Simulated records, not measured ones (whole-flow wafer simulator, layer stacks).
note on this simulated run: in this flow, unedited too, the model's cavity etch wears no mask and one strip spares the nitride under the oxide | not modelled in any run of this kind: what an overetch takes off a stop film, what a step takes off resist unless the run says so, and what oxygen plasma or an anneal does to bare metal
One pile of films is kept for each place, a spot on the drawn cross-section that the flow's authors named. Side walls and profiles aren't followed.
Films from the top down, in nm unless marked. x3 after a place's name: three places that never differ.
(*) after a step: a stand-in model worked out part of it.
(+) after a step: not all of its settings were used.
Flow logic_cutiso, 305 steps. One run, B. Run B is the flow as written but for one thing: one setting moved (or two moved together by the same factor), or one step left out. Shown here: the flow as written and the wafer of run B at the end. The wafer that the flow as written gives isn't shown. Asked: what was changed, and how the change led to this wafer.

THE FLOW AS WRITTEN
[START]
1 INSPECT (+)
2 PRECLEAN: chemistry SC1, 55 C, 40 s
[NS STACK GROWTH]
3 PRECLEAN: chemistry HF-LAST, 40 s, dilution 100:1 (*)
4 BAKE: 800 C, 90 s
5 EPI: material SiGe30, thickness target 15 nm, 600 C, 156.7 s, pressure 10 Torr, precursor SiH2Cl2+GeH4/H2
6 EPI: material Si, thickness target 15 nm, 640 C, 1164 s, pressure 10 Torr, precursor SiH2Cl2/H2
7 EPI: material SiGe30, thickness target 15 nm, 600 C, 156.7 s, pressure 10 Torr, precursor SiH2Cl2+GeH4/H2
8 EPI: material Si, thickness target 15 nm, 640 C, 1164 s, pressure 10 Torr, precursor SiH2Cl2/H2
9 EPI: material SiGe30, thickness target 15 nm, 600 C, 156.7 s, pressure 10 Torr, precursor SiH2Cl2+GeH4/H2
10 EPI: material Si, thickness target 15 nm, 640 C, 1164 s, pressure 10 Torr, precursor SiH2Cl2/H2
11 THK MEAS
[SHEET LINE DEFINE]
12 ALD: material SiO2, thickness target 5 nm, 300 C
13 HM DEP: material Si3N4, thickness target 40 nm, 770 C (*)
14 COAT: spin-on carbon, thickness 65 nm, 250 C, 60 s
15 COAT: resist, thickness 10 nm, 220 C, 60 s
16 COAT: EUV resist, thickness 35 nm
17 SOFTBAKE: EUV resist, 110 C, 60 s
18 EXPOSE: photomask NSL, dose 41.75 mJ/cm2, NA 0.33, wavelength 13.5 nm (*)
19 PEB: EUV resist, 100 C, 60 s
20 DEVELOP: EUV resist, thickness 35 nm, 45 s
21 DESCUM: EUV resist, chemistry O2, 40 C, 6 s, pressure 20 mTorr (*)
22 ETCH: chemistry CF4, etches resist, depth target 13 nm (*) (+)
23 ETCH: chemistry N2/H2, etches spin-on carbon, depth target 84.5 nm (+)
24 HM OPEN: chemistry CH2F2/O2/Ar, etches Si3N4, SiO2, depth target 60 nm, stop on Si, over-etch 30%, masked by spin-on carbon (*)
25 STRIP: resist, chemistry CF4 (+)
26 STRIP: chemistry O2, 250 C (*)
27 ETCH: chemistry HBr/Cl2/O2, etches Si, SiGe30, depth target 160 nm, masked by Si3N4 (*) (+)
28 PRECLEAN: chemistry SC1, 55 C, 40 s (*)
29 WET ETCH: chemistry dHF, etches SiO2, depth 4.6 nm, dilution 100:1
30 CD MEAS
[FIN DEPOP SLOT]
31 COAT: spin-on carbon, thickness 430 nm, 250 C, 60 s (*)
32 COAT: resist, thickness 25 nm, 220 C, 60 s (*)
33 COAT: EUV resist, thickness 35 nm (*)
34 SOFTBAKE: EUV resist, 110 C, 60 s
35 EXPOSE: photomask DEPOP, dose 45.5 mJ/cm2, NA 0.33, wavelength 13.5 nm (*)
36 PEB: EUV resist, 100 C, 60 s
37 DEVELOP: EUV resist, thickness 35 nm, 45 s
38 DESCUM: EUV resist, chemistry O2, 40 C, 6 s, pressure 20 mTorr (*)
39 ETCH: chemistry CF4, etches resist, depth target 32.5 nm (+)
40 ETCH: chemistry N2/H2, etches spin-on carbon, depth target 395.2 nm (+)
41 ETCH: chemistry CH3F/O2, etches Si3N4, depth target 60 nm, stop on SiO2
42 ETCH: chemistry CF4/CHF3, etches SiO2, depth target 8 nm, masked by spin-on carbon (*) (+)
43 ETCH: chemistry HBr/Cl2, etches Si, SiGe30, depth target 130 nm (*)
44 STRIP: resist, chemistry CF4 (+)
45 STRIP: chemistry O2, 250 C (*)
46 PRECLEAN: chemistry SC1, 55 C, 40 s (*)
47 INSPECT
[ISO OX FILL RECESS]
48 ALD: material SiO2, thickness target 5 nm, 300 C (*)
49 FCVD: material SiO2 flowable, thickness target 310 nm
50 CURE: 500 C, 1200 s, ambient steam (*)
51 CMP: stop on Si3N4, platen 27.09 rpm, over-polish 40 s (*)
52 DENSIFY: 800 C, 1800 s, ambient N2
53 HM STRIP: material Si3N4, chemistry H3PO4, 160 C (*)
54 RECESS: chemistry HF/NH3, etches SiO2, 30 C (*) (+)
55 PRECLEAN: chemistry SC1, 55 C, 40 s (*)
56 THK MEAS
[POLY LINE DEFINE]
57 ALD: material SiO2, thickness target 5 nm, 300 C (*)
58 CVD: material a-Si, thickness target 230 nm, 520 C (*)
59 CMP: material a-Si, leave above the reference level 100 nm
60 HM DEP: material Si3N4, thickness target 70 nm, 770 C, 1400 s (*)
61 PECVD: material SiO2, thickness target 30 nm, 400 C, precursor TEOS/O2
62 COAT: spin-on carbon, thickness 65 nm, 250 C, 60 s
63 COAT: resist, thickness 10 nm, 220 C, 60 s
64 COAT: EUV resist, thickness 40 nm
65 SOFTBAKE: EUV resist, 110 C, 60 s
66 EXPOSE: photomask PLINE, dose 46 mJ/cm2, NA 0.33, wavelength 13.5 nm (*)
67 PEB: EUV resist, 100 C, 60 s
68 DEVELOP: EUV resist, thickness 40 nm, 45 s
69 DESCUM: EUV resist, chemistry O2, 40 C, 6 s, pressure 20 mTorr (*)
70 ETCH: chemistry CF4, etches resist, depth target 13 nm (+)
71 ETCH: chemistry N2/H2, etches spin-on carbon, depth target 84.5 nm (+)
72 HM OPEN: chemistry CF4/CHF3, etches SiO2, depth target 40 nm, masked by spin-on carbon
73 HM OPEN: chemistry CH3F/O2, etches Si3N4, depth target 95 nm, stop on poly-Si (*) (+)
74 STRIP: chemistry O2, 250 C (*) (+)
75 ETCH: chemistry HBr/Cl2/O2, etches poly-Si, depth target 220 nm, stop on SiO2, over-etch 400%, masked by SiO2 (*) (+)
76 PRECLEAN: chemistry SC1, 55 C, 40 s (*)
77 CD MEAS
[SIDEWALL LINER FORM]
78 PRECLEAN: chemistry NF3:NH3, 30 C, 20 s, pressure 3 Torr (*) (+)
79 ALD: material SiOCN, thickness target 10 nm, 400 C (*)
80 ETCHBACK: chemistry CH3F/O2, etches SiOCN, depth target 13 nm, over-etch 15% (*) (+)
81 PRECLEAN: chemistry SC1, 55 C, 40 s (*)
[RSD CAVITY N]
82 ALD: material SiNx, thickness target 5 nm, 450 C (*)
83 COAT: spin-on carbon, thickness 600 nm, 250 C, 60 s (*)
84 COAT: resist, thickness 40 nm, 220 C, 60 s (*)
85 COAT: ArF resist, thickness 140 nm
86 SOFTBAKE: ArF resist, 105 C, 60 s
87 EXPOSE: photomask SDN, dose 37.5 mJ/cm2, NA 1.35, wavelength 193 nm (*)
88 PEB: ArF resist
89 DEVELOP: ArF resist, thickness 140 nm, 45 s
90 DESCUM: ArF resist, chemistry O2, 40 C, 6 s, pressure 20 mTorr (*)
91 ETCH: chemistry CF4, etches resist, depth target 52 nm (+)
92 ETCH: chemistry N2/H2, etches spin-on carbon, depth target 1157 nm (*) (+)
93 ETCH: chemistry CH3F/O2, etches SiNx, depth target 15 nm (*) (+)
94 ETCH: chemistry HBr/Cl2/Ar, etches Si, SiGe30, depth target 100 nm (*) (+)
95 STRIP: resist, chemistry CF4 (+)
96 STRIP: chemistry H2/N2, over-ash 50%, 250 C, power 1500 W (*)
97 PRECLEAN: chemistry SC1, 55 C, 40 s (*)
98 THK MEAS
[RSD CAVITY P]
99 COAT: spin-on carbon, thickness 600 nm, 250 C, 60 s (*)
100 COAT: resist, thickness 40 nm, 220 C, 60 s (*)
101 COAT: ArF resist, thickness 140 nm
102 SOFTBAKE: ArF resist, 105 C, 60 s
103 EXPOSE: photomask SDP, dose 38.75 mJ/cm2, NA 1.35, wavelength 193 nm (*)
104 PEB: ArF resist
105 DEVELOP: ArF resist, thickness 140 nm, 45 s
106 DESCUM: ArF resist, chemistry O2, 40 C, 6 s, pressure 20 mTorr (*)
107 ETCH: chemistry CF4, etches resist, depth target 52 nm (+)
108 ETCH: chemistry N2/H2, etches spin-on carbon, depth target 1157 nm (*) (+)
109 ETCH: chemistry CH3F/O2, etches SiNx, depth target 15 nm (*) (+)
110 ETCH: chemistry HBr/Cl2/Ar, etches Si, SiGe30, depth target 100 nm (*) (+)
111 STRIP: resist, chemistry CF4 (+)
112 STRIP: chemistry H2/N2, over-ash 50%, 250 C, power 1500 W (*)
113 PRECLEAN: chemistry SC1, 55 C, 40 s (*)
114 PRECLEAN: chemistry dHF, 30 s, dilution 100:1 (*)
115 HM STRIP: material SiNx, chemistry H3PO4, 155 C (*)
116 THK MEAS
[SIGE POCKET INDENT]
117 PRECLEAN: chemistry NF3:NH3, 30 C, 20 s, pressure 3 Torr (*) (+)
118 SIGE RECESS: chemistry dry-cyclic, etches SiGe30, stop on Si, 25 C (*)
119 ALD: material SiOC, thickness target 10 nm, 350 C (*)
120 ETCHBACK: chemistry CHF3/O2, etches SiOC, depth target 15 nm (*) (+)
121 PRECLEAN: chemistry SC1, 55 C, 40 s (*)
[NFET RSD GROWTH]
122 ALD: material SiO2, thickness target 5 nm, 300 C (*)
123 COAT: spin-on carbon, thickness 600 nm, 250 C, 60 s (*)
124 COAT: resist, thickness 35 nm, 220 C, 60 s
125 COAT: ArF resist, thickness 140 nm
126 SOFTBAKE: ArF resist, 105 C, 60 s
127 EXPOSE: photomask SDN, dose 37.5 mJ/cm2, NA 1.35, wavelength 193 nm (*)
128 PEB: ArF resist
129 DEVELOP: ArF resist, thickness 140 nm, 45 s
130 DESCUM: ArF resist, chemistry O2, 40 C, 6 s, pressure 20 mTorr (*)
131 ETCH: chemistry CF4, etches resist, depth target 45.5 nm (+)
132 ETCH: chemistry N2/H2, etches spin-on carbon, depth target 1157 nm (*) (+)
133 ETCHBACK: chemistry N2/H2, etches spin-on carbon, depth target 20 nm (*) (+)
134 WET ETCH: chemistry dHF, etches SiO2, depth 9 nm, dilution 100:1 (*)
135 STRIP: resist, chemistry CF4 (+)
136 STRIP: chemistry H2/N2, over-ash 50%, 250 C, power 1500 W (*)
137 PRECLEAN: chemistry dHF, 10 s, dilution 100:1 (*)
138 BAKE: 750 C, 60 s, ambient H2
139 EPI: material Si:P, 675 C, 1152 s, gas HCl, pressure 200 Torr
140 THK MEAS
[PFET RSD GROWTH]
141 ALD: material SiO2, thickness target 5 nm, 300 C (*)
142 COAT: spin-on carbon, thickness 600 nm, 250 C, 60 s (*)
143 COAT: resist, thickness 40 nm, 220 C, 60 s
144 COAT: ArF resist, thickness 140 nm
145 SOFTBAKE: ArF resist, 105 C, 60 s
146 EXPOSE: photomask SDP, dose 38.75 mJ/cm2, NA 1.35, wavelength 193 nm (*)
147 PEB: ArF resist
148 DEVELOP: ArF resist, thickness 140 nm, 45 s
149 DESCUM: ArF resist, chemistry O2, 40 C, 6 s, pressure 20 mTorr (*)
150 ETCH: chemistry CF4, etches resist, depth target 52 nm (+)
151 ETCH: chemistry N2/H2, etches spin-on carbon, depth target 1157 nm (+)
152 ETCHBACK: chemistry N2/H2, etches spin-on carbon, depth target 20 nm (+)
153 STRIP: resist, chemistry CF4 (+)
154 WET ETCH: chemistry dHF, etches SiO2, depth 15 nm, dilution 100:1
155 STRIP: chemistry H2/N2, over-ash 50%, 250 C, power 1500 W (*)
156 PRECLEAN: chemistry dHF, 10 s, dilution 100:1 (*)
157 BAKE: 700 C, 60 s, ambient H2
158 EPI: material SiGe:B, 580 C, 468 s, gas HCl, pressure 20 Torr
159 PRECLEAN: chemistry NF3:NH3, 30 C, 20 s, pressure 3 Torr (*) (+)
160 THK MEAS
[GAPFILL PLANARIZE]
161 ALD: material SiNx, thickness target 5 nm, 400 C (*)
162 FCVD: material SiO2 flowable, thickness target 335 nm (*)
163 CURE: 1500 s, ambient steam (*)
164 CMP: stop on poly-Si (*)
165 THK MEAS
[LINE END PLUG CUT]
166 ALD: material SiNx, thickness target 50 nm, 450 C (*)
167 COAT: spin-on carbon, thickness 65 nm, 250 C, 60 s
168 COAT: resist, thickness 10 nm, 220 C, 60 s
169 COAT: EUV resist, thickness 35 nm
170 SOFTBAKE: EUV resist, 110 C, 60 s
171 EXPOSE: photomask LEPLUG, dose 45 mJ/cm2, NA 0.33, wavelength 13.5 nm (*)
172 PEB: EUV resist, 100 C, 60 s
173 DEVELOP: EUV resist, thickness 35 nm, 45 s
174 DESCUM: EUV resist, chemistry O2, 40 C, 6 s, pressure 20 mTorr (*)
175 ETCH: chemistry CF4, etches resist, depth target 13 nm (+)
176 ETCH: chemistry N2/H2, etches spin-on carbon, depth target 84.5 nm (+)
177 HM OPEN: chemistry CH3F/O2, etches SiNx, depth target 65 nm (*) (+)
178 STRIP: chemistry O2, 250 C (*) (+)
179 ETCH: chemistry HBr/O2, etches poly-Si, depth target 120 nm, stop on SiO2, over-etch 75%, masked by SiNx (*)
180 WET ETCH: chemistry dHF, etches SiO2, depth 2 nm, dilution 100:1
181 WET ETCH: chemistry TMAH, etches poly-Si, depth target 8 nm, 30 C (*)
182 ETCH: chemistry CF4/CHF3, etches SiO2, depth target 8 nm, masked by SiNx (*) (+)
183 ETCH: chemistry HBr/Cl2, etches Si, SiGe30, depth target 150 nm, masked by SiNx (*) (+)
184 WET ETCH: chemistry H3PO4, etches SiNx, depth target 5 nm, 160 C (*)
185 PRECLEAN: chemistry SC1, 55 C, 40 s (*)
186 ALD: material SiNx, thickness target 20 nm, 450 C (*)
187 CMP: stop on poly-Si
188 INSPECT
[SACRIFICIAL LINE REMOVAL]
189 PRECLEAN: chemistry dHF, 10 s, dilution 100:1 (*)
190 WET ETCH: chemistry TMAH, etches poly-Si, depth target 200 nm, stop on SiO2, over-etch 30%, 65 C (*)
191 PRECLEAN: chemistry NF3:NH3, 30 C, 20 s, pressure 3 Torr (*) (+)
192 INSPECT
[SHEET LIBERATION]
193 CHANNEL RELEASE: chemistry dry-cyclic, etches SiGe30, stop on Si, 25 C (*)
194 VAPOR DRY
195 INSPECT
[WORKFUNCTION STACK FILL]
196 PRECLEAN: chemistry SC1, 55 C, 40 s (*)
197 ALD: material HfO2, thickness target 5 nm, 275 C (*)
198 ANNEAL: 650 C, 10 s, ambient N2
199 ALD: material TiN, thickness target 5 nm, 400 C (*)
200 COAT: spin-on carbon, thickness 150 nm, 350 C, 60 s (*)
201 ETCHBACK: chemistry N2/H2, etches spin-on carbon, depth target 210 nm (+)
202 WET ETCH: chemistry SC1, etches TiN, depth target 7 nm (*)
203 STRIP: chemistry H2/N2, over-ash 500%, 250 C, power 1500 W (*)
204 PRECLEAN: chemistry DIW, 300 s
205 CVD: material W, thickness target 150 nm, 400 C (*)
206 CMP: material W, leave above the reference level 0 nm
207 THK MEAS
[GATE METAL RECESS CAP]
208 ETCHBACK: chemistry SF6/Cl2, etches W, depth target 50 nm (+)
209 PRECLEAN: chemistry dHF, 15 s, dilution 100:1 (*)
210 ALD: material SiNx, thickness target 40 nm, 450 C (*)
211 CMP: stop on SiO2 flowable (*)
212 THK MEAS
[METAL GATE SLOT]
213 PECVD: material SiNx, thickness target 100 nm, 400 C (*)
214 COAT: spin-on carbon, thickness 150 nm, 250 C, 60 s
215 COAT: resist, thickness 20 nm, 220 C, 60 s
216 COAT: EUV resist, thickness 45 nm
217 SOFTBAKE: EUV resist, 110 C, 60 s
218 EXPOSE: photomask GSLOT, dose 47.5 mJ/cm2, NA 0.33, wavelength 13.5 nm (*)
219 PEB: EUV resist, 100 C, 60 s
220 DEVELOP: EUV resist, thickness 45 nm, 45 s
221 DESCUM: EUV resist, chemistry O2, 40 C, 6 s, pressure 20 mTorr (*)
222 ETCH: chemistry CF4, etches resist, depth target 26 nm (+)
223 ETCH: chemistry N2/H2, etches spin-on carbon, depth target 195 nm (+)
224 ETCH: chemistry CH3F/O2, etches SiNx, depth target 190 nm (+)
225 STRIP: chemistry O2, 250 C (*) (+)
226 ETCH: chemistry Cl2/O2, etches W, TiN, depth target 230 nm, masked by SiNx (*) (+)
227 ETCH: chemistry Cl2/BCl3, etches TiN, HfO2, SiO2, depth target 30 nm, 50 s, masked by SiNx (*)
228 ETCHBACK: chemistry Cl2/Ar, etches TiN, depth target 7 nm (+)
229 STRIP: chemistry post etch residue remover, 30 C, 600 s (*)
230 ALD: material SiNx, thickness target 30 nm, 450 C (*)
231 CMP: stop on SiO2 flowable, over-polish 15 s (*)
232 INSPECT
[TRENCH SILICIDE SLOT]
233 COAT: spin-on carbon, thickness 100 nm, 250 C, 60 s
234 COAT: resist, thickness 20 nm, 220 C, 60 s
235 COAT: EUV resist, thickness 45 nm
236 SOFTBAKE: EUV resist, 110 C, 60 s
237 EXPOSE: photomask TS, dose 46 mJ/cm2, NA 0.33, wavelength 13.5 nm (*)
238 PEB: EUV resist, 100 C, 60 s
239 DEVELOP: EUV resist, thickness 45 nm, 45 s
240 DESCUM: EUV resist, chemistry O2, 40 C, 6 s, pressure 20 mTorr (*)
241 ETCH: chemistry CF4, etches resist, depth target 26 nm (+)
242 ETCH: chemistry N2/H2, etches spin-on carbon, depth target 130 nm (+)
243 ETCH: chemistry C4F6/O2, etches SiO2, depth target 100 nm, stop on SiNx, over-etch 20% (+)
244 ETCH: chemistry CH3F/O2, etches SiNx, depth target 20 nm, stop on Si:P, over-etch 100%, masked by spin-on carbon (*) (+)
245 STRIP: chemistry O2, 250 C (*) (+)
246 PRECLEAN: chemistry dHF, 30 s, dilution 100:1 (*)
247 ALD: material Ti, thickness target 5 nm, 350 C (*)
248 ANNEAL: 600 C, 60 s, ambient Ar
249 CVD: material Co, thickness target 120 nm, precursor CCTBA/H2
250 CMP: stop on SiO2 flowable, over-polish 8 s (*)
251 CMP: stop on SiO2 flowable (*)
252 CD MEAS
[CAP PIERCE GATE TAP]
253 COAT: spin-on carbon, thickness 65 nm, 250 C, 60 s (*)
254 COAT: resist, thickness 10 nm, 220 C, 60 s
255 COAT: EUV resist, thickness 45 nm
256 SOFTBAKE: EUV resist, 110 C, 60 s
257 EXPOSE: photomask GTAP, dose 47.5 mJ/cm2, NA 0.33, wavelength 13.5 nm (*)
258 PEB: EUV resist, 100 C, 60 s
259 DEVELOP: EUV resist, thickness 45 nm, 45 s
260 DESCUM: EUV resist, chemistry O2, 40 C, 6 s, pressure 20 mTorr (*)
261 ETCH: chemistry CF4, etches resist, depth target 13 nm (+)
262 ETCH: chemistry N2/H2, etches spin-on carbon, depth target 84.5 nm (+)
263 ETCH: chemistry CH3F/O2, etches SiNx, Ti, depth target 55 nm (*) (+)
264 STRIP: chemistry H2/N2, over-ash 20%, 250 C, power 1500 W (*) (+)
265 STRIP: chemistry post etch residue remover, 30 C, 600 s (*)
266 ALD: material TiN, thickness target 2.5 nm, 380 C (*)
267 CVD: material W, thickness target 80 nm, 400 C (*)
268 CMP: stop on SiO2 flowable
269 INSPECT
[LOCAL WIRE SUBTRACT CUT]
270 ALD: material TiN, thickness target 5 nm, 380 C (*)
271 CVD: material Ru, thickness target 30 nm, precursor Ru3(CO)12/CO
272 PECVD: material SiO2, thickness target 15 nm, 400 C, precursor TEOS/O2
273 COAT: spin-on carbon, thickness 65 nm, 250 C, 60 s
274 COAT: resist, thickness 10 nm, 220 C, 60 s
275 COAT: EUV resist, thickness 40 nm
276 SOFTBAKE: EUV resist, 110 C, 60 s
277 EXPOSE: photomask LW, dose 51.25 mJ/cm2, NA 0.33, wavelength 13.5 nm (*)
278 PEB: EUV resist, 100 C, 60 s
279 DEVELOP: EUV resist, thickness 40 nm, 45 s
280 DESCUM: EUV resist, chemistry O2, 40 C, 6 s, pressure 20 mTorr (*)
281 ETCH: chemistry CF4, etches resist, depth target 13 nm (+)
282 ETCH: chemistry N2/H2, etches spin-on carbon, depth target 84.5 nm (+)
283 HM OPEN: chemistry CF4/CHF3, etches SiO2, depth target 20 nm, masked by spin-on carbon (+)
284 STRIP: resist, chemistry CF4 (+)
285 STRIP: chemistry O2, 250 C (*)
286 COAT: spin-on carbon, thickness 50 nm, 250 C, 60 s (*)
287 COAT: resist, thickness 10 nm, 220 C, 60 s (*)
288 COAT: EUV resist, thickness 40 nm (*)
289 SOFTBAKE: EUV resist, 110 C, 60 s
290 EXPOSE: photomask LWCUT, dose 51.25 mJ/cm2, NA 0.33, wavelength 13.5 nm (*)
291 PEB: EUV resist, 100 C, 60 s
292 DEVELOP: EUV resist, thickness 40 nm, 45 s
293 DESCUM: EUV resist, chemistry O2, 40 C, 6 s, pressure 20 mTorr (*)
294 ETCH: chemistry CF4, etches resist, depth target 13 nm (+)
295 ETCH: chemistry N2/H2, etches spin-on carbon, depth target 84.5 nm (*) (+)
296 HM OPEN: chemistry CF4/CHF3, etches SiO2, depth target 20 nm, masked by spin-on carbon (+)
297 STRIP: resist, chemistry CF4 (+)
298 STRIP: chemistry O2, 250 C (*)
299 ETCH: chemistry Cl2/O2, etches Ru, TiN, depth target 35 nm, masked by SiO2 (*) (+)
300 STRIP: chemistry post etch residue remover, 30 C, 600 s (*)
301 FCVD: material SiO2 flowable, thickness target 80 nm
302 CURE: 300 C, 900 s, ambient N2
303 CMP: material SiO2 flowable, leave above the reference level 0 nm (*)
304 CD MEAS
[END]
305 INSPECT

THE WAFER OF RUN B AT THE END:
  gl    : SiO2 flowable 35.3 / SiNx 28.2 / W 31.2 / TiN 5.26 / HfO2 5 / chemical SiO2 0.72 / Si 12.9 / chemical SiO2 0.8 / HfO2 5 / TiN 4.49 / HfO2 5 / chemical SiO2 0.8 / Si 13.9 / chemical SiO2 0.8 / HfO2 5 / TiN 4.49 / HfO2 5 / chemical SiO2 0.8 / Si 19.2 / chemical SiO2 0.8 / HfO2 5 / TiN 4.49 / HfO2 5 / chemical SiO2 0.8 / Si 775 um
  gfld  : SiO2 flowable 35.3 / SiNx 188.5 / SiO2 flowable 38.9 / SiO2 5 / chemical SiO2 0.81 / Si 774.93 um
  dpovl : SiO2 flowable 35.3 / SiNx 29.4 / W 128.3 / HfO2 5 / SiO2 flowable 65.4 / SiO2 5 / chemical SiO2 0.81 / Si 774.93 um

The cause: step 6, EPI: 1572 s was run, where the flow has 1164 s.

How the change led to this, step by step:
  6 EPI: material Si, thickness target 15 nm, 640 C, 1164 s, pressure 10 Torr, precursor SiH2Cl2/H2
      depop, dpovl, gfld and 19 more: Si +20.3 (new film) (as written it would be: Si +15 (new film))
  27 ETCH: chemistry HBr/Cl2/O2, etches Si, SiGe30, depth target 160 nm, masked by Si3N4 (*) (+)
      gfld, gxf, iso, lnri: chemical SiO2 -0.79 (all of it), Si -11.4 (all of it), SiGe30 -15 (all of it), Si -15 (all of it), SiGe30 -15 (all of it), Si -20.3 (all of it), SiGe30 -15 (all of it), Si -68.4 (as written it would be: chemical SiO2 -0.79 (all of it), Si -11.4 (all of it), SiGe30 -15 (all of it), Si -15 (all of it), SiGe30 -15 (all of it), Si -15 (all of it), SiGe30 -15 (all of it), Si -73.6)
      dpovl, nsgap: chemical SiO2 -0.79 (all of it), Si -11.8 (all of it), SiGe30 -15 (all of it), Si -15 (all of it), SiGe30 -15 (all of it), Si -20.3 (all of it), SiGe30 -15 (all of it), Si -68 (as written it would be: chemical SiO2 -0.79 (all of it), Si -11.8 (all of it), SiGe30 -15 (all of it), Si -15 (all of it), SiGe30 -15 (all of it), Si -15 (all of it), SiGe30 -15 (all of it), Si -73.2)
      (and at 1 more place)
  43 ETCH: chemistry HBr/Cl2, etches Si, SiGe30, depth target 130 nm (*)
      depop: Si -14 (all of it), SiGe30 -15 (all of it), Si -15 (all of it), SiGe30 -15 (all of it), Si -20.3 (all of it), SiGe30 -15 (all of it), Si -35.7 (as written it would be: Si -14 (all of it), SiGe30 -15 (all of it), Si -15 (all of it), SiGe30 -15 (all of it), Si -15 (all of it), SiGe30 -15 (all of it), Si -41)
  94 ETCH: chemistry HBr/Cl2/Ar, etches Si, SiGe30, depth target 100 nm (*) (+)
      rsdn, rsdx: chemical SiO2 -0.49 (all of it), Si -12.8 (all of it), SiGe30 -15 (all of it), Si -15 (all of it), SiGe30 -15 (all of it), Si -20.3 (all of it), SiGe30 -15 (all of it), Si -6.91 (as written it would be: chemical SiO2 -0.49 (all of it), Si -12.8 (all of it), SiGe30 -15 (all of it), Si -15 (all of it), SiGe30 -15 (all of it), Si -15 (all of it), SiGe30 -15 (all of it), Si -12.2)
  110 ETCH: chemistry HBr/Cl2/Ar, etches Si, SiGe30, depth target 100 nm (*) (+)
      rsdp, rsdw: chemical SiO2 -0.49 (all of it), Si -12.8 (all of it), SiGe30 -15 (all of it), Si -15 (all of it), SiGe30 -15 (all of it), Si -20.3 (all of it), SiGe30 -15 (all of it), Si -6.91 (as written it would be: chemical SiO2 -0.49 (all of it), Si -12.8 (all of it), SiGe30 -15 (all of it), Si -15 (all of it), SiGe30 -15 (all of it), Si -15 (all of it), SiGe30 -15 (all of it), Si -12.2)
  183 ETCH: chemistry HBr/Cl2, etches Si, SiGe30, depth target 150 nm, masked by SiNx (*) (+)
      plug: Si -13.6 (all of it), SiGe30 -15 (all of it), Si -15 (all of it), SiGe30 -15 (all of it), Si -20.3 (all of it), SiGe30 -15 (all of it), Si -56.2 (as written it would be: Si -13.6 (all of it), SiGe30 -15 (all of it), Si -15 (all of it), SiGe30 -15 (all of it), Si -15 (all of it), SiGe30 -15 (all of it), Si -61.4)
